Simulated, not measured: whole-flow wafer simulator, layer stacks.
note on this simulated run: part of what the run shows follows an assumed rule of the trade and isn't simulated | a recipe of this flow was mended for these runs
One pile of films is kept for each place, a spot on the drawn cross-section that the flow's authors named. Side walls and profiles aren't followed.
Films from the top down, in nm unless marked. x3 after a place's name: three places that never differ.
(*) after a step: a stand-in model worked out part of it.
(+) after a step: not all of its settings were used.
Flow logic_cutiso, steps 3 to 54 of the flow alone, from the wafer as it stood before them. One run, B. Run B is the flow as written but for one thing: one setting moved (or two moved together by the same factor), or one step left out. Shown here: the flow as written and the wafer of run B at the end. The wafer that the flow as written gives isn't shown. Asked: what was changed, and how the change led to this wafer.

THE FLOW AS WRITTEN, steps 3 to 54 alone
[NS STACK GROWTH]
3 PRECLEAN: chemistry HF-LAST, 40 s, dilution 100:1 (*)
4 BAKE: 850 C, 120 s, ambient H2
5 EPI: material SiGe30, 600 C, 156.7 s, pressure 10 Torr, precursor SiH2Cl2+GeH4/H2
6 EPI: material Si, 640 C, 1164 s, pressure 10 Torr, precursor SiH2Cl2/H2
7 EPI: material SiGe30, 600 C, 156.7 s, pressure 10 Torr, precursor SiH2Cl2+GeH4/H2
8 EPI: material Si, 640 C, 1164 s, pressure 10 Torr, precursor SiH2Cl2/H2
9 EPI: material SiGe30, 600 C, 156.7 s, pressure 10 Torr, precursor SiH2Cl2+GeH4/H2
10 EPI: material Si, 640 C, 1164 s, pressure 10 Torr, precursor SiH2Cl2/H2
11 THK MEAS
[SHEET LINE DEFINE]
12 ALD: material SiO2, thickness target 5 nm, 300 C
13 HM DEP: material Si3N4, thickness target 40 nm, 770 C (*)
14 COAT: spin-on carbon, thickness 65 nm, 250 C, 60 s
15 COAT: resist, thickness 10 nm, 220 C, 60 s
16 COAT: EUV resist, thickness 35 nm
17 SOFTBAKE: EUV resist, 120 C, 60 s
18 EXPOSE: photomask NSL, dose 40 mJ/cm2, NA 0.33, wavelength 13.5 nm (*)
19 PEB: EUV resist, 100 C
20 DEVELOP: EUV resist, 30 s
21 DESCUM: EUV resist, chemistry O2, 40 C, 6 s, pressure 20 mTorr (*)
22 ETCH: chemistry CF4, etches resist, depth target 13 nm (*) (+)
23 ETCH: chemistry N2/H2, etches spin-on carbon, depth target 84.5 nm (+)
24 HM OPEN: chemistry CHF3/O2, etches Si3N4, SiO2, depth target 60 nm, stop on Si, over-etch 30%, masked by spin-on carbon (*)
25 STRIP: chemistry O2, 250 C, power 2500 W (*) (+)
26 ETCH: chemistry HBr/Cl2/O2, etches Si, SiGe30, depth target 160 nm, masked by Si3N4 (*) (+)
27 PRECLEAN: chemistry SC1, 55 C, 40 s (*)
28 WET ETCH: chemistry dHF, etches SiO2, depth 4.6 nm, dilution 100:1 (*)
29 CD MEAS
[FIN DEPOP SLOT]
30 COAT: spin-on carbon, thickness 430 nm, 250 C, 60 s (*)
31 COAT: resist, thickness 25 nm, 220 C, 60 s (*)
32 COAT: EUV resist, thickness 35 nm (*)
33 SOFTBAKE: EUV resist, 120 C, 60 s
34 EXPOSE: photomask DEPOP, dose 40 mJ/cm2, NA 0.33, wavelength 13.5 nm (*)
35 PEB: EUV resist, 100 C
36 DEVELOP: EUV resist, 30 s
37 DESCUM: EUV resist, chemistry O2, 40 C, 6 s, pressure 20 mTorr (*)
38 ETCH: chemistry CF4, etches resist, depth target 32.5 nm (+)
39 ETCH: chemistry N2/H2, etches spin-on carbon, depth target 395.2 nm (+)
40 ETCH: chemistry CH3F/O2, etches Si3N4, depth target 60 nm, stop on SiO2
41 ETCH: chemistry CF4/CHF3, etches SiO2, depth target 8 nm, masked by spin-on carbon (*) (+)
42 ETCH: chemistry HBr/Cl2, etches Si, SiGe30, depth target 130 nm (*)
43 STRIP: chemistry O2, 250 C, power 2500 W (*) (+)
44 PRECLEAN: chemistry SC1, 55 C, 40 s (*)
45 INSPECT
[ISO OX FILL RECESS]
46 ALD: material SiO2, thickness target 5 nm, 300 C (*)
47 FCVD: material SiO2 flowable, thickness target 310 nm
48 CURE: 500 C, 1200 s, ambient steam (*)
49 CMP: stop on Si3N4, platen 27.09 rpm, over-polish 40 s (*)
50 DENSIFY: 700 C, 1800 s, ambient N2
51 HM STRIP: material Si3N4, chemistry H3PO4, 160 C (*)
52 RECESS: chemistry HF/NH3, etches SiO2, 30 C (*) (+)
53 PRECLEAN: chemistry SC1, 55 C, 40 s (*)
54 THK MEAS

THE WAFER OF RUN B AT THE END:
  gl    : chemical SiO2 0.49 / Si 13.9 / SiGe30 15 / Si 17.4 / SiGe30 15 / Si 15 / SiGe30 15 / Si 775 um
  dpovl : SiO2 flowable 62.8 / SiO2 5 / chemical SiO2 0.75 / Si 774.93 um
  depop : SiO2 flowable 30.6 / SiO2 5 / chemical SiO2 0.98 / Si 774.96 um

The cause: step 8, EPI: 1351 s was run, where the flow has 1164 s.

How the change led to this, step by step:
  8 EPI: material Si, 640 C, 1164 s, pressure 10 Torr, precursor SiH2Cl2/H2
      depop, dpovl, gfld and 19 more: Si +17.4 (new film) (as written it would be: Si +15 (new film))
  26 ETCH: chemistry HBr/Cl2/O2, etches Si, SiGe30, depth target 160 nm, masked by Si3N4 (*) (+)
      dpovl, gfld, gxf, iso, isow, lnri, nsgap: chemical SiO2 -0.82 (all of it), Si -12 (all of it), SiGe30 -15 (all of it), Si -17.4 (all of it), SiGe30 -15 (all of it), Si -15 (all of it), SiGe30 -15 (all of it), Si -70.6 (as written it would be: chemical SiO2 -0.82 (all of it), Si -12 (all of it), SiGe30 -15 (all of it), Si -15 (all of it), SiGe30 -15 (all of it), Si -15 (all of it), SiGe30 -15 (all of it), Si -73)
  42 ETCH: chemistry HBr/Cl2, etches Si, SiGe30, depth target 130 nm (*)
      depop: Si -13.8 (all of it), SiGe30 -15 (all of it), Si -17.4 (all of it), SiGe30 -15 (all of it), Si -15 (all of it), SiGe30 -15 (all of it), Si -38.8 (as written it would be: Si -13.8 (all of it), SiGe30 -15 (all of it), Si -15 (all of it), SiGe30 -15 (all of it), Si -15 (all of it), SiGe30 -15 (all of it), Si -41.2)
